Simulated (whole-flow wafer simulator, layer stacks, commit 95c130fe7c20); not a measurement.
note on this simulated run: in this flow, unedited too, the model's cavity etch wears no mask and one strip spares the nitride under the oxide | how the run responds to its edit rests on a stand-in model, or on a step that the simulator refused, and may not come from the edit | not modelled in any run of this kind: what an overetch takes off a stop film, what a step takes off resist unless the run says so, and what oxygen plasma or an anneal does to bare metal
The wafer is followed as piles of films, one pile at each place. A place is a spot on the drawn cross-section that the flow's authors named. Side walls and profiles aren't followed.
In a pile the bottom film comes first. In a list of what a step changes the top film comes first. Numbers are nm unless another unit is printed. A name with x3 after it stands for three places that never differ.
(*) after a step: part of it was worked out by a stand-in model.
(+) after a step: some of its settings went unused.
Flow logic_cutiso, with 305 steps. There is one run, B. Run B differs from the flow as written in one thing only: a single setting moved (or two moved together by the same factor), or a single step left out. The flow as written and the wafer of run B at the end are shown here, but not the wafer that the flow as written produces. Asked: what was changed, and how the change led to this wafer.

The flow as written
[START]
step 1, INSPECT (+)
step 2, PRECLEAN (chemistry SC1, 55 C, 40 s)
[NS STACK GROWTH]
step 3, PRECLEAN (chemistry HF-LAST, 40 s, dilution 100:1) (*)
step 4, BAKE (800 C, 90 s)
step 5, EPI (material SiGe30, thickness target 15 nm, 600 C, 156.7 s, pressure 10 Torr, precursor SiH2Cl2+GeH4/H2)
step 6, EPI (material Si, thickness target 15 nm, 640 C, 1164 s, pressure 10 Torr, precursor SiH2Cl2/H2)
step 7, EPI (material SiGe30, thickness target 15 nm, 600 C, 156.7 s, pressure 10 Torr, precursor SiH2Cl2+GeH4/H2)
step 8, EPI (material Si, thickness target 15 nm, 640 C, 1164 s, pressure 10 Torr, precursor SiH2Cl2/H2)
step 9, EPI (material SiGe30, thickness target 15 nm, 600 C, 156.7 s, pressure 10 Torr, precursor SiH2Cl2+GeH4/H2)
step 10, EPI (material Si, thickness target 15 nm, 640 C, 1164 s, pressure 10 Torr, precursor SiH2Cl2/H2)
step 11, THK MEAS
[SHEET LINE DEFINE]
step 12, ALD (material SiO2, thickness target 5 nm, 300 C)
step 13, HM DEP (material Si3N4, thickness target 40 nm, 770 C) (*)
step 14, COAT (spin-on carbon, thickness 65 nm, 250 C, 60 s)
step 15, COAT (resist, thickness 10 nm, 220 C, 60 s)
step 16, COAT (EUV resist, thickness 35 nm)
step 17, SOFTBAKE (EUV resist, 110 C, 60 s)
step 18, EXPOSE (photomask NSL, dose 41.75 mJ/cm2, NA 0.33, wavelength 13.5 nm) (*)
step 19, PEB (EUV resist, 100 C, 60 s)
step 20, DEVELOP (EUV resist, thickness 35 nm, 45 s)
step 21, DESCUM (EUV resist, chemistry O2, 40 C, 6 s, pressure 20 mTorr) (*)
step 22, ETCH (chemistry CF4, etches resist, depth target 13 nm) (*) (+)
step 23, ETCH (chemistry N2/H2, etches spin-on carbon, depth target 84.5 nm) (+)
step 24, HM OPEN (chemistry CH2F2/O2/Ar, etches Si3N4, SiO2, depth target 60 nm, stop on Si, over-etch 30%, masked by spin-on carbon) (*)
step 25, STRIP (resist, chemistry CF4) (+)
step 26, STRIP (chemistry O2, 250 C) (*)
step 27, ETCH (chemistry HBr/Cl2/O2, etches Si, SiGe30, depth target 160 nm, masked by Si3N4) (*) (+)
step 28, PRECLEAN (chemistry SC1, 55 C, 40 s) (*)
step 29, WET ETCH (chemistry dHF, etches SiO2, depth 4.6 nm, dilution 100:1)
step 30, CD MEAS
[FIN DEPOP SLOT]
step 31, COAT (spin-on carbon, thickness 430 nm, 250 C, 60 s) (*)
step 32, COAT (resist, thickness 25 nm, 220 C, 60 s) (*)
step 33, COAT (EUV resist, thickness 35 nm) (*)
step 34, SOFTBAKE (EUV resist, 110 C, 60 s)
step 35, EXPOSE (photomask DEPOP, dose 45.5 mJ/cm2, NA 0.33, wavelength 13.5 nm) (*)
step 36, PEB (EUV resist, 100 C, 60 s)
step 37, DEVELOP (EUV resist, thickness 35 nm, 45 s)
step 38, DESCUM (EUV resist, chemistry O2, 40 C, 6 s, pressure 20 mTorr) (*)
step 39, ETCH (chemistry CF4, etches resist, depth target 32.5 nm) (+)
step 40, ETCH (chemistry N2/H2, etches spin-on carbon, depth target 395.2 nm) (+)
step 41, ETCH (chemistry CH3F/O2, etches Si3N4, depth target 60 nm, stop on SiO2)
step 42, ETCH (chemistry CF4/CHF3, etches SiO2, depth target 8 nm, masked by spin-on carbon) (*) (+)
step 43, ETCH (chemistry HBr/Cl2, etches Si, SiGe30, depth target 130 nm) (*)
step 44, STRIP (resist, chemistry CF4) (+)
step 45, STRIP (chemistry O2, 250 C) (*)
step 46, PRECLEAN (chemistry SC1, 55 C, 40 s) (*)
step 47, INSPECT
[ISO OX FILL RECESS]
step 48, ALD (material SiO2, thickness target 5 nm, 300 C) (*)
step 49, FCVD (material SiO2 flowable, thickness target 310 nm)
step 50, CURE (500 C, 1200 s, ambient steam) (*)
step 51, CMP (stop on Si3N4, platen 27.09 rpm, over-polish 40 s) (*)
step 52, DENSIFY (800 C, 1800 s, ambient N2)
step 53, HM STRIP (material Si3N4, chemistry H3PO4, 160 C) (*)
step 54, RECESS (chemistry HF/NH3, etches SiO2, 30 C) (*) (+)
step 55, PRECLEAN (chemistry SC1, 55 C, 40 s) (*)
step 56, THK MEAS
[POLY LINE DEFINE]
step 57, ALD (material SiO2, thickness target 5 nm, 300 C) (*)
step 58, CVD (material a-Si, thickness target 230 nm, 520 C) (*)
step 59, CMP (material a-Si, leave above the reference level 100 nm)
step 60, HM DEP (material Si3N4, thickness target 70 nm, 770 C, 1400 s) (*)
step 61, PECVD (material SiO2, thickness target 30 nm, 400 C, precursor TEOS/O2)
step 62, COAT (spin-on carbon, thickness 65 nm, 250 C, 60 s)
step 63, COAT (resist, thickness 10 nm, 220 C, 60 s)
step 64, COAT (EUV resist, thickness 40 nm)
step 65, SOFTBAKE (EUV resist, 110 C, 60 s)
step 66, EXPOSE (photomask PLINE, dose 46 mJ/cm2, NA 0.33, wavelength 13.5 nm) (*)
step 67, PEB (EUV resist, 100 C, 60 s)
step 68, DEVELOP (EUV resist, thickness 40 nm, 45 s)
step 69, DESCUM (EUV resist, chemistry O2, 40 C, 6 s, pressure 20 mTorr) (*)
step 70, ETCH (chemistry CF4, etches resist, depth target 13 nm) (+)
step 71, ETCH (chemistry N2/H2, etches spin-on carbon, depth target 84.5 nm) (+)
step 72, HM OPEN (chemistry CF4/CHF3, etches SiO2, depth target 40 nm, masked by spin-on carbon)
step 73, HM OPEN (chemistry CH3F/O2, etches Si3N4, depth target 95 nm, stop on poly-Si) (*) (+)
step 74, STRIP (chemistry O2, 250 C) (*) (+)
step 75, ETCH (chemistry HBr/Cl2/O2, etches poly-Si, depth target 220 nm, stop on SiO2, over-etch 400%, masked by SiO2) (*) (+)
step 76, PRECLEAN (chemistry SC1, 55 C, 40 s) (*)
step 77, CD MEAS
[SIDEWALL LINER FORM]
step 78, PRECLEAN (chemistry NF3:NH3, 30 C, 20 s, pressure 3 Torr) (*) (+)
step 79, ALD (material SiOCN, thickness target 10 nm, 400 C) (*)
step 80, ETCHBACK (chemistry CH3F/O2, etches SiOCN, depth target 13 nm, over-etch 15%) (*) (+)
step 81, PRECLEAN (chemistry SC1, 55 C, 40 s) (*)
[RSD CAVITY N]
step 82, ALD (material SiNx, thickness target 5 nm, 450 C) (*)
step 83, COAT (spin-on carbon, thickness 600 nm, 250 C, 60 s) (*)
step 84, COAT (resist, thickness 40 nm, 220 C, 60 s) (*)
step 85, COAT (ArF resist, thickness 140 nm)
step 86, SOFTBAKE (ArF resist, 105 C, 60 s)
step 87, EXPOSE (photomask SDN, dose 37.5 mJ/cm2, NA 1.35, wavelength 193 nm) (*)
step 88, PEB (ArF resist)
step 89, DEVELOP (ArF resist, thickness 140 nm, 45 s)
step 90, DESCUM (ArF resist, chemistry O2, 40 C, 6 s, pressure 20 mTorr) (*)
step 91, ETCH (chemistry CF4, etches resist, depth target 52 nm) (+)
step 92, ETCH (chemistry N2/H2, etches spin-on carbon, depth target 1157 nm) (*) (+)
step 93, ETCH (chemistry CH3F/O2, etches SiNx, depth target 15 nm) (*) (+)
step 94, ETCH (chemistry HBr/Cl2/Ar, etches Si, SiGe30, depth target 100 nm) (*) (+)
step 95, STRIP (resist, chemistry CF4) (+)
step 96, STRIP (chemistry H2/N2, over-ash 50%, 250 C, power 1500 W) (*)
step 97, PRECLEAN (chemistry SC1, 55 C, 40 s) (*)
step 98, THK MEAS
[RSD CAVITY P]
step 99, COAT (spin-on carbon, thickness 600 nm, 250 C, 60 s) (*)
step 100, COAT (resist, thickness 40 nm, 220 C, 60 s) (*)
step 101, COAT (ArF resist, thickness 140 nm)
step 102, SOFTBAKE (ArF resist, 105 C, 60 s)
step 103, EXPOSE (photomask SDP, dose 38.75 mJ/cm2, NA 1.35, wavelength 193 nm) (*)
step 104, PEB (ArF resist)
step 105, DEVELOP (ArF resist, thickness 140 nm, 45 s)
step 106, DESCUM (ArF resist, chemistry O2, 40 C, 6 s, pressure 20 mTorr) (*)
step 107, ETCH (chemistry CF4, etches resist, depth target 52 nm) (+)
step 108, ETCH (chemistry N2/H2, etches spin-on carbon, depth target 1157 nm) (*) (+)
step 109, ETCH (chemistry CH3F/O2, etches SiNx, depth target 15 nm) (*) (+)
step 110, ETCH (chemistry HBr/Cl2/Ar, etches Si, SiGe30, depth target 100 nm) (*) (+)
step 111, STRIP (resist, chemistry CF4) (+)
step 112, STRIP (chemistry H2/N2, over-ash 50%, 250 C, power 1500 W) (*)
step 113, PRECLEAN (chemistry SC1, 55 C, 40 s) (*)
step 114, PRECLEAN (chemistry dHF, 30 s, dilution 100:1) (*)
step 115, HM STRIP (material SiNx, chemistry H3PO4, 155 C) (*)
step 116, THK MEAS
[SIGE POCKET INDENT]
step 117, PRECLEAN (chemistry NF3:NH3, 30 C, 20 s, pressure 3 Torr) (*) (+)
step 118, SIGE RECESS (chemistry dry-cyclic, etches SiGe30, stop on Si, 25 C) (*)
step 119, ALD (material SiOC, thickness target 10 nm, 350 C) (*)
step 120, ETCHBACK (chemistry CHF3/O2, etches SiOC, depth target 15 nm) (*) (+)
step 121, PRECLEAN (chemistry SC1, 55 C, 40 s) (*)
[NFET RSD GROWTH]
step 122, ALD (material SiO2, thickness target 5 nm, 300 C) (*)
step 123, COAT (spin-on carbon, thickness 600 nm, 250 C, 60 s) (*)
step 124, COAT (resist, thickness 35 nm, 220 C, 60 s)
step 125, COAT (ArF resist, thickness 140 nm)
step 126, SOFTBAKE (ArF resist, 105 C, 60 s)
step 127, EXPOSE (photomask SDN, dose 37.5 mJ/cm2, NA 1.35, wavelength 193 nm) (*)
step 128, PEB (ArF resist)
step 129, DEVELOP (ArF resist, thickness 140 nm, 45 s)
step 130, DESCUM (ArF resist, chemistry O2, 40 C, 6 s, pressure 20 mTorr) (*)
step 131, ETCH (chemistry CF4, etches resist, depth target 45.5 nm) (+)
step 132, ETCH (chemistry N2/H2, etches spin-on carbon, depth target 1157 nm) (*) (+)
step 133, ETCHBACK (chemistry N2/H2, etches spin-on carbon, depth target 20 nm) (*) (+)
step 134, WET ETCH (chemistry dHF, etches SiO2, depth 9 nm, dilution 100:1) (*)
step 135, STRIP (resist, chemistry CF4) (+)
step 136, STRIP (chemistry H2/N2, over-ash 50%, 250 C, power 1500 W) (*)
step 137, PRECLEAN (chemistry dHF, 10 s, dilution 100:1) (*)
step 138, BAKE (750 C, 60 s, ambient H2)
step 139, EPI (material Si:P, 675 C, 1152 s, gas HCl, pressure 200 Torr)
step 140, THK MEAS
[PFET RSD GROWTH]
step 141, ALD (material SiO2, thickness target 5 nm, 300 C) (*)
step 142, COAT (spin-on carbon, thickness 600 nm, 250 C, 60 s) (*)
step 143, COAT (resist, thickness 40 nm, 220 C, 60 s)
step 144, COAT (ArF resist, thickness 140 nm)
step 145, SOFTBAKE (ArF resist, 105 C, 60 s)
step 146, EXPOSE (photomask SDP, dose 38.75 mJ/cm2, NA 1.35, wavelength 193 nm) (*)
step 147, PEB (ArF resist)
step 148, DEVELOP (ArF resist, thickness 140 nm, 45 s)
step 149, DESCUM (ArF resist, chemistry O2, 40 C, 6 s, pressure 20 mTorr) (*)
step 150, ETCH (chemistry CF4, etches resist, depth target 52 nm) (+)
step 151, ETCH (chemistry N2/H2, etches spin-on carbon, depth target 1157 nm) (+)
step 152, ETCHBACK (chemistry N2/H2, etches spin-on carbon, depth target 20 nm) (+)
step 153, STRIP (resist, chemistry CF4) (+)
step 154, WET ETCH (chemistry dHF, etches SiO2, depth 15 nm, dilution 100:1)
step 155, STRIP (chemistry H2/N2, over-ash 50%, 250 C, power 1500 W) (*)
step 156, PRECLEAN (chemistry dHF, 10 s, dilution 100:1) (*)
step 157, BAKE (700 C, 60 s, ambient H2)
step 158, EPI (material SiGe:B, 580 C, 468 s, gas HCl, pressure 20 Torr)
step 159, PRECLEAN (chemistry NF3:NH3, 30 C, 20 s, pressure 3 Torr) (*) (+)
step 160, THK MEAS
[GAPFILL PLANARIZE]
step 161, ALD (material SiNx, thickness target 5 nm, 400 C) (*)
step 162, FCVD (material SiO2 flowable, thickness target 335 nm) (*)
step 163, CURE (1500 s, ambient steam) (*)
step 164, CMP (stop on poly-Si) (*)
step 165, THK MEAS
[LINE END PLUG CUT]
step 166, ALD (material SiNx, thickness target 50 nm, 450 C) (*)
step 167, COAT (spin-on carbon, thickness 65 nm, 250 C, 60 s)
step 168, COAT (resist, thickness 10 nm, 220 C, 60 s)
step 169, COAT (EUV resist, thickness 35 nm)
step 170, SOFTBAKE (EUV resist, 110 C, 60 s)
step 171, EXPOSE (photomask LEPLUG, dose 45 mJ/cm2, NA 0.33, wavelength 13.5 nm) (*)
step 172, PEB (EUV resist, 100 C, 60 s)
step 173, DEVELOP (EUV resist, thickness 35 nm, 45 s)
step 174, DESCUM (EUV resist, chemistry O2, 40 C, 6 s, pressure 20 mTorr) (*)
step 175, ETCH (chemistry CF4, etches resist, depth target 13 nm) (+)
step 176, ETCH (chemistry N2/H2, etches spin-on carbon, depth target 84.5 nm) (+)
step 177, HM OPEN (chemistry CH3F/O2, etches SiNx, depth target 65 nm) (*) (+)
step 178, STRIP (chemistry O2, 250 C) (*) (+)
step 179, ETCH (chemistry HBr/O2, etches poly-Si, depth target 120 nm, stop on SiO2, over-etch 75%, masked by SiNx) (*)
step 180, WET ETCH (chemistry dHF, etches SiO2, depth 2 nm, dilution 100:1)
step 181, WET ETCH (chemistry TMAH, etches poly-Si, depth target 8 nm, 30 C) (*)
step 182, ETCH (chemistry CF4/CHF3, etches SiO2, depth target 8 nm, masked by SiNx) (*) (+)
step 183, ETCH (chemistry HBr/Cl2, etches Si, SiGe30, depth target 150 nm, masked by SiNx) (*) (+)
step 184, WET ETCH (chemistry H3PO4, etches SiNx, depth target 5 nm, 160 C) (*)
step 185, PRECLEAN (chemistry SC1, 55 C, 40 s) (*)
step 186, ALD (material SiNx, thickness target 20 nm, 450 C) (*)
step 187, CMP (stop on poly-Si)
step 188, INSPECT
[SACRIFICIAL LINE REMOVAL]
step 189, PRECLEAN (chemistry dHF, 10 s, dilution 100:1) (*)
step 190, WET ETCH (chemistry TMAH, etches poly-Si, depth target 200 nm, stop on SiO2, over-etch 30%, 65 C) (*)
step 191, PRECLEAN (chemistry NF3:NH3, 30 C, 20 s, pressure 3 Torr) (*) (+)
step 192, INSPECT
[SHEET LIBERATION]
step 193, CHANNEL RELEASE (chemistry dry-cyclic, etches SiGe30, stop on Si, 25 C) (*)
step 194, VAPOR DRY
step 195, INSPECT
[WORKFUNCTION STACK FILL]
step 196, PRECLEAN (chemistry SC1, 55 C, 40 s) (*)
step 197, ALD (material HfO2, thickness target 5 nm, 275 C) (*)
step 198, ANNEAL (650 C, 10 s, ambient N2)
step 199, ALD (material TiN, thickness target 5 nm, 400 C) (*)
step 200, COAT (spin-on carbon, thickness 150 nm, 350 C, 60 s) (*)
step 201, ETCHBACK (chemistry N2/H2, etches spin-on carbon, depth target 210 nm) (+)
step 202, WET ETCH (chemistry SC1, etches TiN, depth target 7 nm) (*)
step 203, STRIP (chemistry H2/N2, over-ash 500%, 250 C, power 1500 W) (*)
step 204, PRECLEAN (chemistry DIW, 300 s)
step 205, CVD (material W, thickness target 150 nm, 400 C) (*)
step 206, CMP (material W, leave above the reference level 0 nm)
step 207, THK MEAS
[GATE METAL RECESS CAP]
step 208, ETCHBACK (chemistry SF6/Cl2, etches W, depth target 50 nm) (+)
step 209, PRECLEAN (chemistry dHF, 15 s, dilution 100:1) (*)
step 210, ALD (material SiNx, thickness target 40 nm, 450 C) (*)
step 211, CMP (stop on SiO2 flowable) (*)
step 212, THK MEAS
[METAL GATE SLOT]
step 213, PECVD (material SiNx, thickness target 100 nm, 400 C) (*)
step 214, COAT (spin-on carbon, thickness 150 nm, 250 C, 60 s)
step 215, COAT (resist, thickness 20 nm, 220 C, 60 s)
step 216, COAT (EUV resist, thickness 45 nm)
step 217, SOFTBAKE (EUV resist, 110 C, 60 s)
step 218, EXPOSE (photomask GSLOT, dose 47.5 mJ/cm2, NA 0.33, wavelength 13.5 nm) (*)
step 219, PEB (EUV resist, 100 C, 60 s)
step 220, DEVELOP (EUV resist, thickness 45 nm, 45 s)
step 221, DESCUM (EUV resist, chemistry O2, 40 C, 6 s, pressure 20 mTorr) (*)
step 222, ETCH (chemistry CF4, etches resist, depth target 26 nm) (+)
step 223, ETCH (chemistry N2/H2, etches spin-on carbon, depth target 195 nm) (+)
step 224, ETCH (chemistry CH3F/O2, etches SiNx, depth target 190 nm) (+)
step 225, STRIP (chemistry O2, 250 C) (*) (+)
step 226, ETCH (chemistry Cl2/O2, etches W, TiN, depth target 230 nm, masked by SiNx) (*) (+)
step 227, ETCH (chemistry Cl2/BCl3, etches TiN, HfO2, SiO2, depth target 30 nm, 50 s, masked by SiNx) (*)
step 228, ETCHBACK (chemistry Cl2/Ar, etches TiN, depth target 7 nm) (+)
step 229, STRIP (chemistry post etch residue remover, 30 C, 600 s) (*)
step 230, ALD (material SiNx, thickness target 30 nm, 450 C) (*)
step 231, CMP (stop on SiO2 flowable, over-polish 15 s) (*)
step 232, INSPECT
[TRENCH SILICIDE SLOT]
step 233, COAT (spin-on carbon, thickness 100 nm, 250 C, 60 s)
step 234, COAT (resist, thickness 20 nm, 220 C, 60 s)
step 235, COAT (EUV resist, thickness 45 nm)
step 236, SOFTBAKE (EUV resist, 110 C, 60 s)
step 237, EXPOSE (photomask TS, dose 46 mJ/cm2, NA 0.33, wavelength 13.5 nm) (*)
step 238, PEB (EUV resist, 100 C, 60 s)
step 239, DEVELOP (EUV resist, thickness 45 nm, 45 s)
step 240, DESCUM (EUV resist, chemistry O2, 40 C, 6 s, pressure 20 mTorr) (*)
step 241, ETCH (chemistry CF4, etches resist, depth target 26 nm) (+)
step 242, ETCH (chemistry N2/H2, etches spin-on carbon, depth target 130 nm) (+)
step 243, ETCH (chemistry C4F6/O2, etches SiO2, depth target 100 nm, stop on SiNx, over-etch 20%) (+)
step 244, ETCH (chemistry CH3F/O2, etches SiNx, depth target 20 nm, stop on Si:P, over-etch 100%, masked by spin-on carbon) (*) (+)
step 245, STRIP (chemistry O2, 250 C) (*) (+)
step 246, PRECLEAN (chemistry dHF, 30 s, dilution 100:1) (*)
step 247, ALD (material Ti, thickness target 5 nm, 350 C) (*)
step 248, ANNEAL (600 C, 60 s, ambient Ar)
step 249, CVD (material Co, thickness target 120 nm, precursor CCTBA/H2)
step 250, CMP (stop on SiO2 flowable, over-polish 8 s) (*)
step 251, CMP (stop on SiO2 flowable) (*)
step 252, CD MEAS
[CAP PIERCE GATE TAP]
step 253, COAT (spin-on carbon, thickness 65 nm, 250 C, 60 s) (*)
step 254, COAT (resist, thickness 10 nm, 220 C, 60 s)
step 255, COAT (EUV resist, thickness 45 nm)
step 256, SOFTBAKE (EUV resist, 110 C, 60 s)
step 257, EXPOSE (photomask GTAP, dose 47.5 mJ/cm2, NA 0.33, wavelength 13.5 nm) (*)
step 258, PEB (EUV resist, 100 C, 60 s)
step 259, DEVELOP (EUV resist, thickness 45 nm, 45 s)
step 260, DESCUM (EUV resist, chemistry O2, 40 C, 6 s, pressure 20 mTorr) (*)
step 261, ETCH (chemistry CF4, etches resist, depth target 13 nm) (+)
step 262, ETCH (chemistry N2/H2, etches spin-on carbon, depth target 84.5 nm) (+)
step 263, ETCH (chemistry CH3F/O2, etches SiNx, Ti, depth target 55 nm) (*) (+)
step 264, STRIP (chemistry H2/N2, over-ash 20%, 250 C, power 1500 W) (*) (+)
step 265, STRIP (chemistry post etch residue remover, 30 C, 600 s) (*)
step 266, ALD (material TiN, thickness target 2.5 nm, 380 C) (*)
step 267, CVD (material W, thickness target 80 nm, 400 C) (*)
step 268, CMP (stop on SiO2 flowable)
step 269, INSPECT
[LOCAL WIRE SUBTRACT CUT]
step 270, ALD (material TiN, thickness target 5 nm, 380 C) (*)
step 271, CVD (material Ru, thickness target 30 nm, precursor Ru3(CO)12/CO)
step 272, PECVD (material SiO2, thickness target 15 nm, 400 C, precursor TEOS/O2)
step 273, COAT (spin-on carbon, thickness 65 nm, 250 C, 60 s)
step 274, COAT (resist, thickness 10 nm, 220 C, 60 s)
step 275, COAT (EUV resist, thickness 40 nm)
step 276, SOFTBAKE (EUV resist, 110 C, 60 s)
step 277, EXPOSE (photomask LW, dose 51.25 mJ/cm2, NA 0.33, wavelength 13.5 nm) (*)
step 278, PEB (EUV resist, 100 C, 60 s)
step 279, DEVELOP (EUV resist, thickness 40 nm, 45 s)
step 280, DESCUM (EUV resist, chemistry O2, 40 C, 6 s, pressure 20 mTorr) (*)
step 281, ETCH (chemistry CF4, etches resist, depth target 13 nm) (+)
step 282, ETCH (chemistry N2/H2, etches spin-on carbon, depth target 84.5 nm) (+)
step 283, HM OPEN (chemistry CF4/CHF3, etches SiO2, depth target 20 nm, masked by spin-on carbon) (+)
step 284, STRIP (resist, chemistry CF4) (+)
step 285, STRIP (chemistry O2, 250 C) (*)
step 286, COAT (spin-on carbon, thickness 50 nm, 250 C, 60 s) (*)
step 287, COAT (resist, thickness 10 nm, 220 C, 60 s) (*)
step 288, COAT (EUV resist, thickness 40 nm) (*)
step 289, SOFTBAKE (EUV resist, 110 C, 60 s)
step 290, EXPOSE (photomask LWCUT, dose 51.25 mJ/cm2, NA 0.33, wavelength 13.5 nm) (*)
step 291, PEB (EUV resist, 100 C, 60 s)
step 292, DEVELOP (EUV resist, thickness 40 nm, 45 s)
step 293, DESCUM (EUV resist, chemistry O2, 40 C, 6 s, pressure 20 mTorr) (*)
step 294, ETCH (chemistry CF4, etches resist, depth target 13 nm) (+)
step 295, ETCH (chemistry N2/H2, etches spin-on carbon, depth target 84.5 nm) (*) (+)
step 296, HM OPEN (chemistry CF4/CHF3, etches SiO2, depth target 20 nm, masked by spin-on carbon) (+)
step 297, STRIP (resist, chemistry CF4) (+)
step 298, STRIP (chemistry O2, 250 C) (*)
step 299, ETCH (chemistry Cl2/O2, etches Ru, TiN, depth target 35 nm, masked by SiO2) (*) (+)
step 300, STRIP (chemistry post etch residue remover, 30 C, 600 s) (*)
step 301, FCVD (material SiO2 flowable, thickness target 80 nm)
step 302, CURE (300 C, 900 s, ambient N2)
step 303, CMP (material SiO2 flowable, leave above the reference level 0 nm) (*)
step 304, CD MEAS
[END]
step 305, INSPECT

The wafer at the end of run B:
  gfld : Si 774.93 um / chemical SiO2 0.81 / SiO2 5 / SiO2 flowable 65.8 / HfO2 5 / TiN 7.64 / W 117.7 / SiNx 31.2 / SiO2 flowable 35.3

What caused this: step 224, ETCH: depth target 104.5 nm was run, while the flow as written has depth target 190 nm.

The path from the change to this, step by step:
  step 224, ETCH (chemistry CH3F/O2, etches SiNx, depth target 190 nm) (+)
      gfld: SiNx loses 104.5 (as written it would have been: SiNx loses 138.1 (all of it), W loses 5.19)
      depop, dpovl, gl and 18 more: resist loses 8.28 (all of it), spin-on carbon loses 30 (as written it would have been: resist loses 8.28 (all of it), spin-on carbon loses 70.8)
  step 225, STRIP (chemistry O2, 250 C) (*) (+)
      gl, glp, gxf and 11 more: spin-on carbon loses 120 (all of it) (as written it would have been: spin-on carbon loses 79.3 (all of it))
      depop, dpovl, isow, ns, nsgap: spin-on carbon loses 120 (all of it) (as written it would have been: spin-on carbon loses 79.2 (all of it))
      (also at 2 further places)
  step 226, ETCH (chemistry Cl2/O2, etches W, TiN, depth target 230 nm, masked by SiNx) (*) (+)
      depop, dpovl, gl and 18 more: nothing (as written it would have been: SiNx loses 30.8)
      gfld: nothing (as written it would have been: W loses 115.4 (all of it), TiN loses 7.64 (all of it), HfO2 loses 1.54)
  step 227, ETCH (chemistry Cl2/BCl3, etches TiN, HfO2, SiO2, depth target 30 nm, 50 s, masked by SiNx) (*)
      gfld: SiNx loses 33.6 (all of it), W loses 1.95 (as written it would have been: HfO2 loses 3.46 (all of it), SiO2 flowable loses 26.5)
  step 228, ETCHBACK (chemistry Cl2/Ar, etches TiN, depth target 7 nm) (+)
      gfld: W loses 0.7 (as written it would have been: SiO2 flowable loses 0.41)
  step 230, ALD (material SiNx, thickness target 30 nm, 450 C) (*)
      gfld: SiNx gains 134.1 (new film) (as written it would have been: SiNx gains 260.6 (new film))
  step 231, CMP (stop on SiO2 flowable, over-polish 15 s) (*)
      depop, dpovl, gfld and 10 more: SiNx loses 93.5 (as written it would have been: SiNx loses 62.7)
      lnr, lnri, lnrp, lnrt: SiNx loses 91.7 (all of it), SiOCN loses 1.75 (as written it would have been: SiNx loses 61 (all of it), SiOCN loses 1.75)
      (also at 5 further places)
Taking metal films that touch as one body, gfld has 1 body; the flow as written gives 0 bodies.
